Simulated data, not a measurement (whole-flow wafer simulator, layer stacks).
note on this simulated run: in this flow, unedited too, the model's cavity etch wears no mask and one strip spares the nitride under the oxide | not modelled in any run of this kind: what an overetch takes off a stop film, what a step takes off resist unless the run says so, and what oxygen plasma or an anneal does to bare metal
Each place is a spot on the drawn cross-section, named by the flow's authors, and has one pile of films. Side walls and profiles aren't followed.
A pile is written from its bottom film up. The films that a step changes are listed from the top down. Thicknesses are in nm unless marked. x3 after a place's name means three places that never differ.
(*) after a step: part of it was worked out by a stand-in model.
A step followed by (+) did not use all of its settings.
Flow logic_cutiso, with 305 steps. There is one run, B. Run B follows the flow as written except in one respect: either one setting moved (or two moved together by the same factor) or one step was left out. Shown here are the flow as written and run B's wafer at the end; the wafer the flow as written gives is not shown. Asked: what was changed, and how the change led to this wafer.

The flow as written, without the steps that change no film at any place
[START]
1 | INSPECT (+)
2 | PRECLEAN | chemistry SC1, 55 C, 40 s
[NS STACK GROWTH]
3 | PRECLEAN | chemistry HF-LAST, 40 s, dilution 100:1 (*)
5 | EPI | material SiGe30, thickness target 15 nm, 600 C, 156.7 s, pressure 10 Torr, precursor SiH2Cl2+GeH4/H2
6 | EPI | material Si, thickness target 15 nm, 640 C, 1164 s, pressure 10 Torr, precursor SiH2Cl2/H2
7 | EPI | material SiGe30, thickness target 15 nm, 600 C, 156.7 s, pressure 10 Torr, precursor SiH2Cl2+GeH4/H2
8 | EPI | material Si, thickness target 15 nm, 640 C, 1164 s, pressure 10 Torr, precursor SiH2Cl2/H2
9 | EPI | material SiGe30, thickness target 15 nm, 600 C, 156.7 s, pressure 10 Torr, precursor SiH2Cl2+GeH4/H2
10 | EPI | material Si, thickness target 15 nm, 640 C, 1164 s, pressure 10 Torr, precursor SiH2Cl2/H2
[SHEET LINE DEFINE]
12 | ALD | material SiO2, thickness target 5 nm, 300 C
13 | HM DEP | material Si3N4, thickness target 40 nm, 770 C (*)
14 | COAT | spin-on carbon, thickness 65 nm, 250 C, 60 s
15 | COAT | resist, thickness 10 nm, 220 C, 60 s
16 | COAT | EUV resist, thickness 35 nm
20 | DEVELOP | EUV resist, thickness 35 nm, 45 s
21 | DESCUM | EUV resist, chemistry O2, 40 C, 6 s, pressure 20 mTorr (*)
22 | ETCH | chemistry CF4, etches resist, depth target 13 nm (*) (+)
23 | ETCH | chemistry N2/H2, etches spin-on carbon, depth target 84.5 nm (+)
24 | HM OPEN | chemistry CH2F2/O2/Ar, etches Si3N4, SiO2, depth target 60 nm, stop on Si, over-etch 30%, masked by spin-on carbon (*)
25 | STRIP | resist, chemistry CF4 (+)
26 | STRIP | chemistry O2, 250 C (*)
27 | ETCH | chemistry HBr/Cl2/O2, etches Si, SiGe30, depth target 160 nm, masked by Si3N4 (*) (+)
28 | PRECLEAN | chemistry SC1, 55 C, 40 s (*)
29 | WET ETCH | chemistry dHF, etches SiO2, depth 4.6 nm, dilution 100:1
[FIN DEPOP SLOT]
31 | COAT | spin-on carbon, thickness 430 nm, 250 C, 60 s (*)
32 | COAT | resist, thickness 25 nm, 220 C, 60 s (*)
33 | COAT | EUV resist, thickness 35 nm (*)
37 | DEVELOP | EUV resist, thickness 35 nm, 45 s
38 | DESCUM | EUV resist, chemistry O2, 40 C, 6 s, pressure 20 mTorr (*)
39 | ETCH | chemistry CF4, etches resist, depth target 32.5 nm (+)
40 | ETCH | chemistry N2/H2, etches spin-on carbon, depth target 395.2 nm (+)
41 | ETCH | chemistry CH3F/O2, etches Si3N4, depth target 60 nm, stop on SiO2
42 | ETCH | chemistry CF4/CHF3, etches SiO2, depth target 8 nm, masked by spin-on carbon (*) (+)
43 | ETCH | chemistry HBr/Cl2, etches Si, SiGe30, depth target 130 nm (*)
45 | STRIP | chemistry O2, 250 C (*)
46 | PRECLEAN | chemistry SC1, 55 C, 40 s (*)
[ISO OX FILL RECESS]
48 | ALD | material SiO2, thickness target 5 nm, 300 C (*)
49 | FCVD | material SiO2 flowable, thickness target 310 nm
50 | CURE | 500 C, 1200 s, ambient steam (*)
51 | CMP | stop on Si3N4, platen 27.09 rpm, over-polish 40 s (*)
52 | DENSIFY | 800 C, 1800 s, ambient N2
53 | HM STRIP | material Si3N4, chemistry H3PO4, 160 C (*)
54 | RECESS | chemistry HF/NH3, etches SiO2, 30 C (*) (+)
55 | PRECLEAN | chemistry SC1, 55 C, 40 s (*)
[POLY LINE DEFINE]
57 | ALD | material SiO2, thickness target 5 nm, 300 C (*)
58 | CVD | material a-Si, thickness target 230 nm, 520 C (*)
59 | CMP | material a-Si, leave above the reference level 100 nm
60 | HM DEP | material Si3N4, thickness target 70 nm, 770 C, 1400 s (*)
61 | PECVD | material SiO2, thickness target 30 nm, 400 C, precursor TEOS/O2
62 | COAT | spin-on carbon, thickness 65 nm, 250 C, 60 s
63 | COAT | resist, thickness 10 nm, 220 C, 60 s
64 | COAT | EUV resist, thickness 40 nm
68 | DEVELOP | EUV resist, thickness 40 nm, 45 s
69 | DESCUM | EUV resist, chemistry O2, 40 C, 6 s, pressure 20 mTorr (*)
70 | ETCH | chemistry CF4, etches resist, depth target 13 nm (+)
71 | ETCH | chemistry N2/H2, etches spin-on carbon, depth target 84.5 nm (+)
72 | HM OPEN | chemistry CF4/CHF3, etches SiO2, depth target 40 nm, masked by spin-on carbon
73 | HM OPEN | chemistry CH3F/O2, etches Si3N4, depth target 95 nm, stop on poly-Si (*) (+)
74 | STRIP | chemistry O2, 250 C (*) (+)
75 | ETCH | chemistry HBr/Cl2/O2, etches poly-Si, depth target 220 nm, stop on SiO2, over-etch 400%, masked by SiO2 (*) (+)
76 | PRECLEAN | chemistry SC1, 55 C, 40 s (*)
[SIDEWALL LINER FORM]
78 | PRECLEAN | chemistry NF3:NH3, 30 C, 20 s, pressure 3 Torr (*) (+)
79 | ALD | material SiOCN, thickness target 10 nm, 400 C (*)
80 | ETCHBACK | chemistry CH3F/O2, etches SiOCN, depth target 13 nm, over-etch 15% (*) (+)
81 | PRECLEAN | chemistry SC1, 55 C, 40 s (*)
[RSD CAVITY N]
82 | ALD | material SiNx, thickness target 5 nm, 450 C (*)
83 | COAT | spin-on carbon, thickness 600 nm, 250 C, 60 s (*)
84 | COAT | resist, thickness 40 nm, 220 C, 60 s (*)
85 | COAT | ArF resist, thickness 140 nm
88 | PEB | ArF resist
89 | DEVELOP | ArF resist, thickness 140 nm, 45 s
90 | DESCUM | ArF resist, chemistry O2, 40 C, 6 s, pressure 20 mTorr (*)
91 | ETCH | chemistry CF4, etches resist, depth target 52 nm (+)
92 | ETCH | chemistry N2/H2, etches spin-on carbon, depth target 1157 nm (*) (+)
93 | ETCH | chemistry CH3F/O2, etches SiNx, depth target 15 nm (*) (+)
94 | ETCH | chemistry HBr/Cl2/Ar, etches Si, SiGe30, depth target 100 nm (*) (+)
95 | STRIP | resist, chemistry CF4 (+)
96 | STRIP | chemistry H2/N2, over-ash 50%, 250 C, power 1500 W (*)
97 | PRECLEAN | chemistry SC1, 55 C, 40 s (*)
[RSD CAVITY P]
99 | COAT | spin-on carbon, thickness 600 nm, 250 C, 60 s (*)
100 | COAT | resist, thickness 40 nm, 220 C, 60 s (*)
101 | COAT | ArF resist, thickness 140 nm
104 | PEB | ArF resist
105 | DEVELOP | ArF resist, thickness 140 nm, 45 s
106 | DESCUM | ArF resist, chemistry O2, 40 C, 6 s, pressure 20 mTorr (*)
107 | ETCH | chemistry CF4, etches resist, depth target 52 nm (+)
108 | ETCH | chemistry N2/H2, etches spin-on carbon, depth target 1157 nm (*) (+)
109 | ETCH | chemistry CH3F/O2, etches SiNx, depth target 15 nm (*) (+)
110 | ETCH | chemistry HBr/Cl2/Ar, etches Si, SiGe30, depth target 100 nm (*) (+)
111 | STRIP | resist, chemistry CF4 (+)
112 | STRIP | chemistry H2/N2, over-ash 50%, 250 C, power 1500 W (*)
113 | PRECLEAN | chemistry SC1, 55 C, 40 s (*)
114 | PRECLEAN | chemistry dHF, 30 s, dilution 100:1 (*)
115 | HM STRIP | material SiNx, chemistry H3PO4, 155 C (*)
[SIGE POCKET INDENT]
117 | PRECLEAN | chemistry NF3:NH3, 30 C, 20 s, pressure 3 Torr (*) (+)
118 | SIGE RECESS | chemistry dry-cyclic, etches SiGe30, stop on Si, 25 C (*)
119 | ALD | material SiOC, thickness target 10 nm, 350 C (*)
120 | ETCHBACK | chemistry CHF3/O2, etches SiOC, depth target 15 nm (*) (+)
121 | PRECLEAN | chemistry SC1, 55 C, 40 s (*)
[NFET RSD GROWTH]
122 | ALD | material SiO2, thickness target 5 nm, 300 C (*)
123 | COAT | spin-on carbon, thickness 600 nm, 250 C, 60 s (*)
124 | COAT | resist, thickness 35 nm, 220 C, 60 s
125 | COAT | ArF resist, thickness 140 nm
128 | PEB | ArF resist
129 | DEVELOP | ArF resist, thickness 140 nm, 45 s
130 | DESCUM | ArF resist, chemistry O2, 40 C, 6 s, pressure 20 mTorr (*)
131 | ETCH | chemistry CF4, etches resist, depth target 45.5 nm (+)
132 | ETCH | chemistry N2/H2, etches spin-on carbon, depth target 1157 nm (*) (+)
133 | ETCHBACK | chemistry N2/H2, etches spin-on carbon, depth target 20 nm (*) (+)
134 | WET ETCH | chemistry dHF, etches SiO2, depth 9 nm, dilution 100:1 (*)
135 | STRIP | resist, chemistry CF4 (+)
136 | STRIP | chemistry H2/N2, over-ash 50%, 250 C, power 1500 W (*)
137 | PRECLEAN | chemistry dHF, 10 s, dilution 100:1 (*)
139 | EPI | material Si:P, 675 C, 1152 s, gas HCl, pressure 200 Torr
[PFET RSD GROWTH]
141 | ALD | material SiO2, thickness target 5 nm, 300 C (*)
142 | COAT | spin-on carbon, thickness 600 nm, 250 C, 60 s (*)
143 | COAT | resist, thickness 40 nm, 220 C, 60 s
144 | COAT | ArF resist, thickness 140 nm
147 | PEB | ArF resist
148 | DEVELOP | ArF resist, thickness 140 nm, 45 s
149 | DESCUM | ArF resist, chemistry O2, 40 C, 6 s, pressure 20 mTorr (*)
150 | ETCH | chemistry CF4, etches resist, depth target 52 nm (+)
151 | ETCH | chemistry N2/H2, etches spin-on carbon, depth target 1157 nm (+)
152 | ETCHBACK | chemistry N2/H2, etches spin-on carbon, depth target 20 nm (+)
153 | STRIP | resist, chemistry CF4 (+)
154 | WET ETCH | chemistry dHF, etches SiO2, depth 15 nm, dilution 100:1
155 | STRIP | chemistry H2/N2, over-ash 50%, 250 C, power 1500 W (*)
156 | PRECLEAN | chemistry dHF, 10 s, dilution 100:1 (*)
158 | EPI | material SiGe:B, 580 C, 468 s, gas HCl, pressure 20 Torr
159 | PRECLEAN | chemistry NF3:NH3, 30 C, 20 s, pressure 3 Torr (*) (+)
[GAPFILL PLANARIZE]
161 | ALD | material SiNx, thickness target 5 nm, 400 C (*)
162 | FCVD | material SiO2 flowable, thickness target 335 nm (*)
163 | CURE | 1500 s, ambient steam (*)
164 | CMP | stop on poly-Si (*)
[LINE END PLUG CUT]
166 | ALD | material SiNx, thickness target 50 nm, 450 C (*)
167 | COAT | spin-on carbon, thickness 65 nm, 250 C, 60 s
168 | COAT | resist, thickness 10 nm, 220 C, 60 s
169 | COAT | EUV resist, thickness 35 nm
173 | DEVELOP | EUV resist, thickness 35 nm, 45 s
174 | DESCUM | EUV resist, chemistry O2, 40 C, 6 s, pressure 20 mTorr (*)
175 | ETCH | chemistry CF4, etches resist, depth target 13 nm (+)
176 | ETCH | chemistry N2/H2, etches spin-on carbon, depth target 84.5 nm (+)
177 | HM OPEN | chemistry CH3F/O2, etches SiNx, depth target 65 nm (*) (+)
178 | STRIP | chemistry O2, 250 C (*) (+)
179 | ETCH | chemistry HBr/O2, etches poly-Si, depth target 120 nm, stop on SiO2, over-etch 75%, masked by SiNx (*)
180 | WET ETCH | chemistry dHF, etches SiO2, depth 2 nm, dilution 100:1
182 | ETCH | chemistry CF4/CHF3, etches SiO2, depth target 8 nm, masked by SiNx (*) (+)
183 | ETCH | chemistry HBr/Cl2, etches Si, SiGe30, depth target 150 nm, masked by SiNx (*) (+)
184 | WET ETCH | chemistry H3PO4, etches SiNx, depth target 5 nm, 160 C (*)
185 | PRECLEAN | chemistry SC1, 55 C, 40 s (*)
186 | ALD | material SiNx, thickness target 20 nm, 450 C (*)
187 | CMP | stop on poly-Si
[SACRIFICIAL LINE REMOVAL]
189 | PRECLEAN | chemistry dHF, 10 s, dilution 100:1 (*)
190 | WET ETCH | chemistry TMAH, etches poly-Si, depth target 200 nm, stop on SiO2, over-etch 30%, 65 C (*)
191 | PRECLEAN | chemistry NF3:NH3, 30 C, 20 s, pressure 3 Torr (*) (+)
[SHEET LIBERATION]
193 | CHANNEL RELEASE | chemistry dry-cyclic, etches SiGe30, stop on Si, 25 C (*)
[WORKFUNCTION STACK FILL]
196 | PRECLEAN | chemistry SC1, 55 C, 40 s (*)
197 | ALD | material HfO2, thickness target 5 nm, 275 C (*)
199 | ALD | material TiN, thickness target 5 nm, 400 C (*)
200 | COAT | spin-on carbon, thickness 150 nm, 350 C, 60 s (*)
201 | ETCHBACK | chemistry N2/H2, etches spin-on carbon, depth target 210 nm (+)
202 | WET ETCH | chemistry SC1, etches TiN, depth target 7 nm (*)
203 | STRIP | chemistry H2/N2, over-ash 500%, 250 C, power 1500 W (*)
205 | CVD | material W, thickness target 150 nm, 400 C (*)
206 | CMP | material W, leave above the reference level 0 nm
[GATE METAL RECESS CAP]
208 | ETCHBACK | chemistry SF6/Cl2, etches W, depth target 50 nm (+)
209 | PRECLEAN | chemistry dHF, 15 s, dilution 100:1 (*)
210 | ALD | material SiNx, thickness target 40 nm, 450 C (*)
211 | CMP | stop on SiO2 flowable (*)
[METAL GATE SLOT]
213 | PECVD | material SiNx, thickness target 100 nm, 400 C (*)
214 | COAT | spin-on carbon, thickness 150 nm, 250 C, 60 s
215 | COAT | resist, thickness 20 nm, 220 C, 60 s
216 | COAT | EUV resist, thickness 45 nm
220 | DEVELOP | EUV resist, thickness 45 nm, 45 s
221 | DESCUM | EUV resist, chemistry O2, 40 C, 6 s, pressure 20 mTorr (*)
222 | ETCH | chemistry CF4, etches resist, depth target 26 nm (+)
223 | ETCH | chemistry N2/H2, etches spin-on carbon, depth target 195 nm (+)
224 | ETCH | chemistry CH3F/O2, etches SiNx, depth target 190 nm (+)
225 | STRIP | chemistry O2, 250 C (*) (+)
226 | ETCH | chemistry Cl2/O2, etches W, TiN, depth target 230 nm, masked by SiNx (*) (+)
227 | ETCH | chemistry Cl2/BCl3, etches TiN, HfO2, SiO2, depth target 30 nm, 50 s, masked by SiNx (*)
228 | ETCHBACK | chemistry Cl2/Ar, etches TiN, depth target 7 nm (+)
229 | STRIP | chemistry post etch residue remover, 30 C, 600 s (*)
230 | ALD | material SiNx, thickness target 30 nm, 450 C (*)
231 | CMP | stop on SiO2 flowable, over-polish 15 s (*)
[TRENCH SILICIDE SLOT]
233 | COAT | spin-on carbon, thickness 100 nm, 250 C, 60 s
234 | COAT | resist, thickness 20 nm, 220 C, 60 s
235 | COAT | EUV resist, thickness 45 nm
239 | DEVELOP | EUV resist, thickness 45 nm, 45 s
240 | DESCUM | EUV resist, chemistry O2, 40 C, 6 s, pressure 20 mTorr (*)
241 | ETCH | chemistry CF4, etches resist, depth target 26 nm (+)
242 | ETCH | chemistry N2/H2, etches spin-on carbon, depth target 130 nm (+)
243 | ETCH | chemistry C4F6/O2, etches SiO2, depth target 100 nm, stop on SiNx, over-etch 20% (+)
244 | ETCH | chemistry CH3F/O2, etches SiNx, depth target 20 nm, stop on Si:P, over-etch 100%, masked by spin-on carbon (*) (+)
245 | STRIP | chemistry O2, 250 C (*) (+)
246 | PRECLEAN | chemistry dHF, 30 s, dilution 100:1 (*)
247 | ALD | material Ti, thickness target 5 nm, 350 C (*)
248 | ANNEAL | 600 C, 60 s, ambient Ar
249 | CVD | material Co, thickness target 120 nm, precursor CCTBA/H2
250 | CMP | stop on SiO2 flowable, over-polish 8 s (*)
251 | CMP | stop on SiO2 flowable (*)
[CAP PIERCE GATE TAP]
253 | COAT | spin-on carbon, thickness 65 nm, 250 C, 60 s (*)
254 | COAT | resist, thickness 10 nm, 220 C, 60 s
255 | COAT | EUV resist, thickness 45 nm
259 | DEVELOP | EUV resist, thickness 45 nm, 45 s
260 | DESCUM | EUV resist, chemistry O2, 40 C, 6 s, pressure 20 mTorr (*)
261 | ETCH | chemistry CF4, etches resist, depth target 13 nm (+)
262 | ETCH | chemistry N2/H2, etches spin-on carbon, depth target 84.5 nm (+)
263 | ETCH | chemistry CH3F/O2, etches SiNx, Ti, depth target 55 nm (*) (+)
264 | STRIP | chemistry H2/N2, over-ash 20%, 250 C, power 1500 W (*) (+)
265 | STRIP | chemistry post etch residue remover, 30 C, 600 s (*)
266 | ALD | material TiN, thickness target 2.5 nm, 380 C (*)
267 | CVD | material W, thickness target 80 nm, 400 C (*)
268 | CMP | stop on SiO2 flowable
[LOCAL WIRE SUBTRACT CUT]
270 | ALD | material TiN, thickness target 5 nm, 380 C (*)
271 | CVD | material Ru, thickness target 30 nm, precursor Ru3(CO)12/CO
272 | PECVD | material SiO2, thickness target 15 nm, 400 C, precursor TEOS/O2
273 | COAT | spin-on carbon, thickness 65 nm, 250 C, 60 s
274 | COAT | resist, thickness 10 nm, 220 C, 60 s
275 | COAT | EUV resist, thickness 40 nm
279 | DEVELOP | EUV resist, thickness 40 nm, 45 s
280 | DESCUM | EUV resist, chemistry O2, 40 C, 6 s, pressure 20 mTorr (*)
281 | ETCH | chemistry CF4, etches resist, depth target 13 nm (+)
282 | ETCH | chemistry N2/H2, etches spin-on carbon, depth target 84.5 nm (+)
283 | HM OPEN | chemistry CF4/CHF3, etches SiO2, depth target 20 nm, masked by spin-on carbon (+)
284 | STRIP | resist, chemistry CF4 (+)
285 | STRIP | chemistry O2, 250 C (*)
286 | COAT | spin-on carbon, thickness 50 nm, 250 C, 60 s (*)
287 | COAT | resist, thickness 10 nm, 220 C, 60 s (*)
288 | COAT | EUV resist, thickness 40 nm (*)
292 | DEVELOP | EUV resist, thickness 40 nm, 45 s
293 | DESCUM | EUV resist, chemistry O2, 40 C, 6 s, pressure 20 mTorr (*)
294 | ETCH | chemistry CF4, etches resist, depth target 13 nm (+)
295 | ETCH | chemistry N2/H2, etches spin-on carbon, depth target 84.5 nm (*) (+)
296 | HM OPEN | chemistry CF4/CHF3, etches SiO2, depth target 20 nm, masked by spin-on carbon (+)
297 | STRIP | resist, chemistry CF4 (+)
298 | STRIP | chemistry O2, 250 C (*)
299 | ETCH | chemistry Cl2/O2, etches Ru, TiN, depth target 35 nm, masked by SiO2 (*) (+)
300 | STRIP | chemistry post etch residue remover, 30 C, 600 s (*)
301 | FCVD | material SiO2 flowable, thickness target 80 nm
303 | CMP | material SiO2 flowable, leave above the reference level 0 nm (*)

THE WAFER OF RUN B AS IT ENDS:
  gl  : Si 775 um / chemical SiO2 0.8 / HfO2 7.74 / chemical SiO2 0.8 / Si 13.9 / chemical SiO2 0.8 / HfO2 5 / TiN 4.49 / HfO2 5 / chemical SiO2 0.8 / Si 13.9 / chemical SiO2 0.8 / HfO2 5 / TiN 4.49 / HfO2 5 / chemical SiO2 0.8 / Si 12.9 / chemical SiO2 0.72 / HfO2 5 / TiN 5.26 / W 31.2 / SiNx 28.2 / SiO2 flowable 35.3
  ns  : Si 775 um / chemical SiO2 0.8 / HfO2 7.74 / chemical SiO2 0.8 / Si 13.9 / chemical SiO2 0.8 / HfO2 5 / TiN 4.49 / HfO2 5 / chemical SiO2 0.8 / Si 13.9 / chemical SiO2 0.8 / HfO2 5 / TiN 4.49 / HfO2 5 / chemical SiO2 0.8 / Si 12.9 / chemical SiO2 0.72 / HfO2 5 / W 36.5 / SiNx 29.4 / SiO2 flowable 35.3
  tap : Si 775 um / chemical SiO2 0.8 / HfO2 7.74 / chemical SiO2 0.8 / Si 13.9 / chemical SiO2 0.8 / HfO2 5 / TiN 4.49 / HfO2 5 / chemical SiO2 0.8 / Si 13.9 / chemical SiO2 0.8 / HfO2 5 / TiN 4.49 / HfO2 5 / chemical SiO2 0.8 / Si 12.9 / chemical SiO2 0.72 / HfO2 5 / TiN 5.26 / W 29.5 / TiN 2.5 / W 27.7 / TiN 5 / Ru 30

Cause: step 5, EPI: thickness target 8.2 nm was run, though the flow has thickness target 15 nm; step 5, EPI: 86.2 s was run, where the flow has 156.7 s.

Step by step, how the change led to this:
  5 | EPI | material SiGe30, thickness target 15 nm, 600 C, 156.7 s, pressure 10 Torr, precursor SiH2Cl2+GeH4/H2
      depop, dpovl, gfld and 19 more: +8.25 SiGe30 (new film) (as written it would have been: +15 SiGe30 (new film))
  27 | ETCH | chemistry HBr/Cl2/O2, etches Si, SiGe30, depth target 160 nm, masked by Si3N4 (*) (+)
      gfld, gxf, iso, lnri: -0.79 chemical SiO2 (all of it), -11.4 Si (all of it), -15 SiGe30 (all of it), -15 Si (all of it), -15 SiGe30 (all of it), -15 Si (all of it), -8.25 SiGe30 (all of it), -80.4 Si (as written it would have been: -0.79 chemical SiO2 (all of it), -11.4 Si (all of it), -15 SiGe30 (all of it), -15 Si (all of it), -15 SiGe30 (all of it), -15 Si (all of it), -15 SiGe30 (all of it), -73.6 Si)
      dpovl, nsgap: -0.79 chemical SiO2 (all of it), -11.8 Si (all of it), -15 SiGe30 (all of it), -15 Si (all of it), -15 SiGe30 (all of it), -15 Si (all of it), -8.25 SiGe30 (all of it), -80 Si (as written it would have been: -0.79 chemical SiO2 (all of it), -11.8 Si (all of it), -15 SiGe30 (all of it), -15 Si (all of it), -15 SiGe30 (all of it), -15 Si (all of it), -15 SiGe30 (all of it), -73.2 Si)
      (and at 1 other place as well)
  43 | ETCH | chemistry HBr/Cl2, etches Si, SiGe30, depth target 130 nm (*)
      depop: -14 Si (all of it), -15 SiGe30 (all of it), -15 Si (all of it), -15 SiGe30 (all of it), -15 Si (all of it), -8.25 SiGe30 (all of it), -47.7 Si (as written it would have been: -14 Si (all of it), -15 SiGe30 (all of it), -15 Si (all of it), -15 SiGe30 (all of it), -15 Si (all of it), -15 SiGe30 (all of it), -41 Si)
  94 | ETCH | chemistry HBr/Cl2/Ar, etches Si, SiGe30, depth target 100 nm (*) (+)
      rsdn, rsdx: -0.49 chemical SiO2 (all of it), -12.8 Si (all of it), -15 SiGe30 (all of it), -15 Si (all of it), -15 SiGe30 (all of it), -15 Si (all of it), -8.25 SiGe30 (all of it), -18.9 Si (as written it would have been: -0.49 chemical SiO2 (all of it), -12.8 Si (all of it), -15 SiGe30 (all of it), -15 Si (all of it), -15 SiGe30 (all of it), -15 Si (all of it), -15 SiGe30 (all of it), -12.2 Si)
  110 | ETCH | chemistry HBr/Cl2/Ar, etches Si, SiGe30, depth target 100 nm (*) (+)
      rsdp, rsdw: -0.49 chemical SiO2 (all of it), -12.8 Si (all of it), -15 SiGe30 (all of it), -15 Si (all of it), -15 SiGe30 (all of it), -15 Si (all of it), -8.25 SiGe30 (all of it), -18.9 Si (as written it would have been: -0.49 chemical SiO2 (all of it), -12.8 Si (all of it), -15 SiGe30 (all of it), -15 Si (all of it), -15 SiGe30 (all of it), -15 Si (all of it), -15 SiGe30 (all of it), -12.2 Si)
  118 | SIGE RECESS | chemistry dry-cyclic, etches SiGe30, stop on Si, 25 C (*)
      lnr, lnrp, lnrt: -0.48 SiOCN, -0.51 Si, +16 cavity (new film), -15 SiGe30 (all of it), -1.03 Si, +16 cavity (new film), -15 SiGe30 (all of it), -1.03 Si, +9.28 cavity (new film), -8.25 SiGe30 (all of it), -0.51 Si (as written it would have been: -0.48 SiOCN, -0.51 Si, +16 cavity (new film), -15 SiGe30 (all of it), -1.03 Si, +16 cavity (new film), -15 SiGe30 (all of it), -1.03 Si, +16 cavity (new film), -15 SiGe30 (all of it), -0.51 Si)
  119 | ALD | material SiOC, thickness target 10 nm, 350 C (*)
      lnr, lnrp, lnrt: +10 SiOC (new film), +16 SiOC (new film), -16 cavity (all of it), +16 SiOC (new film), -16 cavity (all of it), +9.28 SiOC (new film), -9.28 cavity (all of it) (as written it would have been: +10 SiOC (new film), +16 SiOC (new film), -16 cavity (all of it), +16 SiOC (new film), -16 cavity (all of it), +16 SiOC (new film), -16 cavity (all of it))
  183 | ETCH | chemistry HBr/Cl2, etches Si, SiGe30, depth target 150 nm, masked by SiNx (*) (+)
      plug: -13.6 Si (all of it), -15 SiGe30 (all of it), -15 Si (all of it), -15 SiGe30 (all of it), -15 Si (all of it), -8.25 SiGe30 (all of it), -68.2 Si (as written it would have been: -13.6 Si (all of it), -15 SiGe30 (all of it), -15 Si (all of it), -15 SiGe30 (all of it), -15 Si (all of it), -15 SiGe30 (all of it), -61.4 Si)
  193 | CHANNEL RELEASE | chemistry dry-cyclic, etches SiGe30, stop on Si, 25 C (*)
      gl, glp, gxn, gxp, ns, tap: +0.8 chemical SiO2 (new film), -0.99 Si, +0.8 chemical SiO2 (new film), +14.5 cavity (new film), +0.8 chemical SiO2 (new film), -15 SiGe30 (all of it), -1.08 Si, +0.8 chemical SiO2 (new film), +14.5 cavity (new film), +0.8 chemical SiO2 (new film), -15 SiGe30 (all of it), -1.08 Si, +0.8 chemical SiO2 (new film), +7.74 cavity (new film), +0.8 chemical SiO2 (new film), -8.25 SiGe30 (all of it), -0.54 Si (as written it would have been: +0.8 chemical SiO2 (new film), -0.99 Si, +0.8 chemical SiO2 (new film), +14.5 cavity (new film), +0.8 chemical SiO2 (new film), -15 SiGe30 (all of it), -1.08 Si, +0.8 chemical SiO2 (new film), +14.5 cavity (new film), +0.8 chemical SiO2 (new film), -15 SiGe30 (all of it), -1.08 Si, +0.8 chemical SiO2 (new film), +14.5 cavity (new film), +0.8 chemical SiO2 (new film), -15 SiGe30 (all of it), -0.54 Si)
  197 | ALD | material HfO2, thickness target 5 nm, 275 C (*)
      gl, glp, gxn, gxp, ns, tap: +5 HfO2 (new film), +5 HfO2 (new film), -10 cavity, +5 HfO2 (new film), +5 HfO2 (new film), -10 cavity, +5 HfO2 (new film), +7.74 HfO2 (new film), -7.74 cavity (all of it) (as written it would have been: +5 HfO2 (new film), +5 HfO2 (new film), -10 cavity, +5 HfO2 (new film), +5 HfO2 (new film), -10 cavity, +5 HfO2 (new film), +5 HfO2 (new film), -10 cavity, +5 HfO2 (new film))
  199 | ALD | material TiN, thickness target 5 nm, 400 C (*)
      gl, glp, tap: +5.26 TiN (new film), +4.49 TiN (new film), -4.49 cavity (all of it), +4.49 TiN (new film), -4.49 cavity (all of it) (as written it would have been: +5.26 TiN (new film), +4.49 TiN (new film), -4.49 cavity (all of it), +4.49 TiN (new film), -4.49 cavity (all of it), +4.49 TiN (new film), -4.49 cavity (all of it))
      gxn, gxp, ns: +5 TiN (new film), +4.49 TiN (new film), -4.49 cavity (all of it), +4.49 TiN (new film), -4.49 cavity (all of it) (as written it would have been: +5 TiN (new film), +4.49 TiN (new film), -4.49 cavity (all of it), +4.49 TiN (new film), -4.49 cavity (all of it), +4.49 TiN (new film), -4.49 cavity (all of it))
With metal films that touch counted as one body, gl has 3 bodies (between them, from the top down: HfO2 5 / chemical SiO2 0.72 / Si 12.9 / chemical SiO2 0.8 / HfO2 5; HfO2 5 / chemical SiO2 0.8 / Si 13.9 / chemical SiO2 0.8 / HfO2 5); the flow as written gives 4 bodies (between them, from the top down: HfO2 5 / chemical SiO2 0.72 / Si 12.9 / chemical SiO2 0.8 / HfO2 5; HfO2 5 / chemical SiO2 0.8 / Si 13.9 / chemical SiO2 0.8 / HfO2 5; HfO2 5 / chemical SiO2 0.8 / Si 13.9 / chemical SiO2 0.8 / HfO2 5).
With metal films that touch counted as one body, ns has 3 bodies (between them, from the top down: HfO2 5 / chemical SiO2 0.72 / Si 12.9 / chemical SiO2 0.8 / HfO2 5; HfO2 5 / chemical SiO2 0.8 / Si 13.9 / chemical SiO2 0.8 / HfO2 5); the flow as written gives 4 bodies (between them, from the top down: HfO2 5 / chemical SiO2 0.72 / Si 12.9 / chemical SiO2 0.8 / HfO2 5; HfO2 5 / chemical SiO2 0.8 / Si 13.9 / chemical SiO2 0.8 / HfO2 5; HfO2 5 / chemical SiO2 0.8 / Si 13.9 / chemical SiO2 0.8 / HfO2 5).
With metal films that touch counted as one body, tap has 3 bodies (between them, from the top down: HfO2 5 / chemical SiO2 0.72 / Si 12.9 / chemical SiO2 0.8 / HfO2 5; HfO2 5 / chemical SiO2 0.8 / Si 13.9 / chemical SiO2 0.8 / HfO2 5); the flow as written gives 4 bodies (between them, from the top down: HfO2 5 / chemical SiO2 0.72 / Si 12.9 / chemical SiO2 0.8 / HfO2 5; HfO2 5 / chemical SiO2 0.8 / Si 13.9 / chemical SiO2 0.8 / HfO2 5; HfO2 5 / chemical SiO2 0.8 / Si 13.9 / chemical SiO2 0.8 / HfO2 5).
